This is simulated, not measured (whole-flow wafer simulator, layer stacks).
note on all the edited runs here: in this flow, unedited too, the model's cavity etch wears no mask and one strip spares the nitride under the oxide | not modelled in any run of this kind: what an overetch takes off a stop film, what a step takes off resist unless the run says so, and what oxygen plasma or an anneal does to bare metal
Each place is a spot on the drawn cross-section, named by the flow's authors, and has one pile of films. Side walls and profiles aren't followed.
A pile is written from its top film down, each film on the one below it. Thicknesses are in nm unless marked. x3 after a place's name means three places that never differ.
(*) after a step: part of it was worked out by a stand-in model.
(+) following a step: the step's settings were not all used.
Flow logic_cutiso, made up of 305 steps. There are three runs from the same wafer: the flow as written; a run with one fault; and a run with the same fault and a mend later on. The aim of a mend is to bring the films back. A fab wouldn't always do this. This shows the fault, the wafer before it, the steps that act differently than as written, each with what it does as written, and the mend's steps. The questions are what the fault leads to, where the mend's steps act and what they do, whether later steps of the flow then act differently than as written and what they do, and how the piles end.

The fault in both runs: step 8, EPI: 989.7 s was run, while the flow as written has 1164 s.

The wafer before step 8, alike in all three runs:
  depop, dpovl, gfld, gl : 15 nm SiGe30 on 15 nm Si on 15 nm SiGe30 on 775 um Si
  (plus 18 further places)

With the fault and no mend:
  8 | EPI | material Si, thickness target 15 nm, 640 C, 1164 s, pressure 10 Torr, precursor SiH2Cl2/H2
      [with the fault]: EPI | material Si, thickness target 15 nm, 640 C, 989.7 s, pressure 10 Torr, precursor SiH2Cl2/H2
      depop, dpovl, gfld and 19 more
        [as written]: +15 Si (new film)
        [with the fault]: +12.8 Si (new film)
  Steps further on in the flow that do not act as written (not shown: 2 more steps that differ only slightly, by at most 2% or 0.5 nm, whichever is larger):
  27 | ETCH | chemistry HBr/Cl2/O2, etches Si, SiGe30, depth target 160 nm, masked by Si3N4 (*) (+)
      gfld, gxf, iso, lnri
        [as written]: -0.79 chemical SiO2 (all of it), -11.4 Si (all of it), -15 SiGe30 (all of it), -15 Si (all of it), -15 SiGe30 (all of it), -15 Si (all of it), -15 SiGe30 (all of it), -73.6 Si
        [with the fault]: -0.79 chemical SiO2 (all of it), -11.4 Si (all of it), -15 SiGe30 (all of it), -12.8 Si (all of it), -15 SiGe30 (all of it), -15 Si (all of it), -15 SiGe30 (all of it), -75.9 Si
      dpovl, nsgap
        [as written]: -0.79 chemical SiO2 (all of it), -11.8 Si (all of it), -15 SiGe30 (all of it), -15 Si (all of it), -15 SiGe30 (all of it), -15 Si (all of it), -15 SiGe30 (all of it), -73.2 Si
        [with the fault]: -0.79 chemical SiO2 (all of it), -11.8 Si (all of it), -15 SiGe30 (all of it), -12.8 Si (all of it), -15 SiGe30 (all of it), -15 Si (all of it), -15 SiGe30 (all of it), -75.5 Si
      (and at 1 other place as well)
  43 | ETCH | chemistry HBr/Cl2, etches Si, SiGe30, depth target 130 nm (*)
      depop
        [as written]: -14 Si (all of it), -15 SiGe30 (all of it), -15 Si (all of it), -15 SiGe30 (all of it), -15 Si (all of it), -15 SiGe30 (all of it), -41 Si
        [with the fault]: -14 Si (all of it), -15 SiGe30 (all of it), -12.8 Si (all of it), -15 SiGe30 (all of it), -15 Si (all of it), -15 SiGe30 (all of it), -43.2 Si
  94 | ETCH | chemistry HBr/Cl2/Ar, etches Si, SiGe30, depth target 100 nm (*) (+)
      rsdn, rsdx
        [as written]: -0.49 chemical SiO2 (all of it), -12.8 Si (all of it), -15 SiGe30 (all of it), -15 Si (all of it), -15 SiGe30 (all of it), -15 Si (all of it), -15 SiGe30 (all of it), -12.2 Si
        [with the fault]: -0.49 chemical SiO2 (all of it), -12.8 Si (all of it), -15 SiGe30 (all of it), -12.8 Si (all of it), -15 SiGe30 (all of it), -15 Si (all of it), -15 SiGe30 (all of it), -14.4 Si
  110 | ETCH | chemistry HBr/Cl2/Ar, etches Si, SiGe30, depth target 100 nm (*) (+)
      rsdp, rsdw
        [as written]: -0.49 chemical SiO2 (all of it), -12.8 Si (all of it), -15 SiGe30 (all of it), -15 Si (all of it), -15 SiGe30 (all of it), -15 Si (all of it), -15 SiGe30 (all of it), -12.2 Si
        [with the fault]: -0.49 chemical SiO2 (all of it), -12.8 Si (all of it), -15 SiGe30 (all of it), -12.8 Si (all of it), -15 SiGe30 (all of it), -15 Si (all of it), -15 SiGe30 (all of it), -14.4 Si
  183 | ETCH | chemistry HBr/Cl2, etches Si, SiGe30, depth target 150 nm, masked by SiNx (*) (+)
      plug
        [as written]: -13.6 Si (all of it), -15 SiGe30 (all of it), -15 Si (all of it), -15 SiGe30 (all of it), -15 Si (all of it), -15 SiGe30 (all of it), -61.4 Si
        [with the fault]: -13.6 Si (all of it), -15 SiGe30 (all of it), -12.8 Si (all of it), -15 SiGe30 (all of it), -15 Si (all of it), -15 SiGe30 (all of it), -63.7 Si
  At gl, glp, gxn and 6 more, the piles at the end differ from the flow's by more than 2% or 0.5 nm, whichever is larger.
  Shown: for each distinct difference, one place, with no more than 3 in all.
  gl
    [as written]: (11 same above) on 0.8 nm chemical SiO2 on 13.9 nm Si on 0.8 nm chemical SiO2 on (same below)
    [with the fault]: (11 same above) on 0.8 nm chemical SiO2 on 11.7 nm Si on 0.8 nm chemical SiO2 on (same below)
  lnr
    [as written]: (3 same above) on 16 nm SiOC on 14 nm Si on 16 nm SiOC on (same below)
    [with the fault]: (3 same above) on 16 nm SiOC on 11.7 nm Si on 16 nm SiOC on (same below)
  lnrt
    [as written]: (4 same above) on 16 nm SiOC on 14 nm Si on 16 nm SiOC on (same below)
    [with the fault]: (4 same above) on 16 nm SiOC on 11.7 nm Si on 16 nm SiOC on (same below)

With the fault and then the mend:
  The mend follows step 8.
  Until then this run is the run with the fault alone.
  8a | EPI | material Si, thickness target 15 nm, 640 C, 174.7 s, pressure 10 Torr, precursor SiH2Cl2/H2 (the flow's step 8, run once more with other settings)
      depop, dpovl, gfld and 19 more
        +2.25 Si
  Every later step of the flow that is run acts as written at every place that is followed.
  By the end, the piles equal the flow's at every place that both follow.
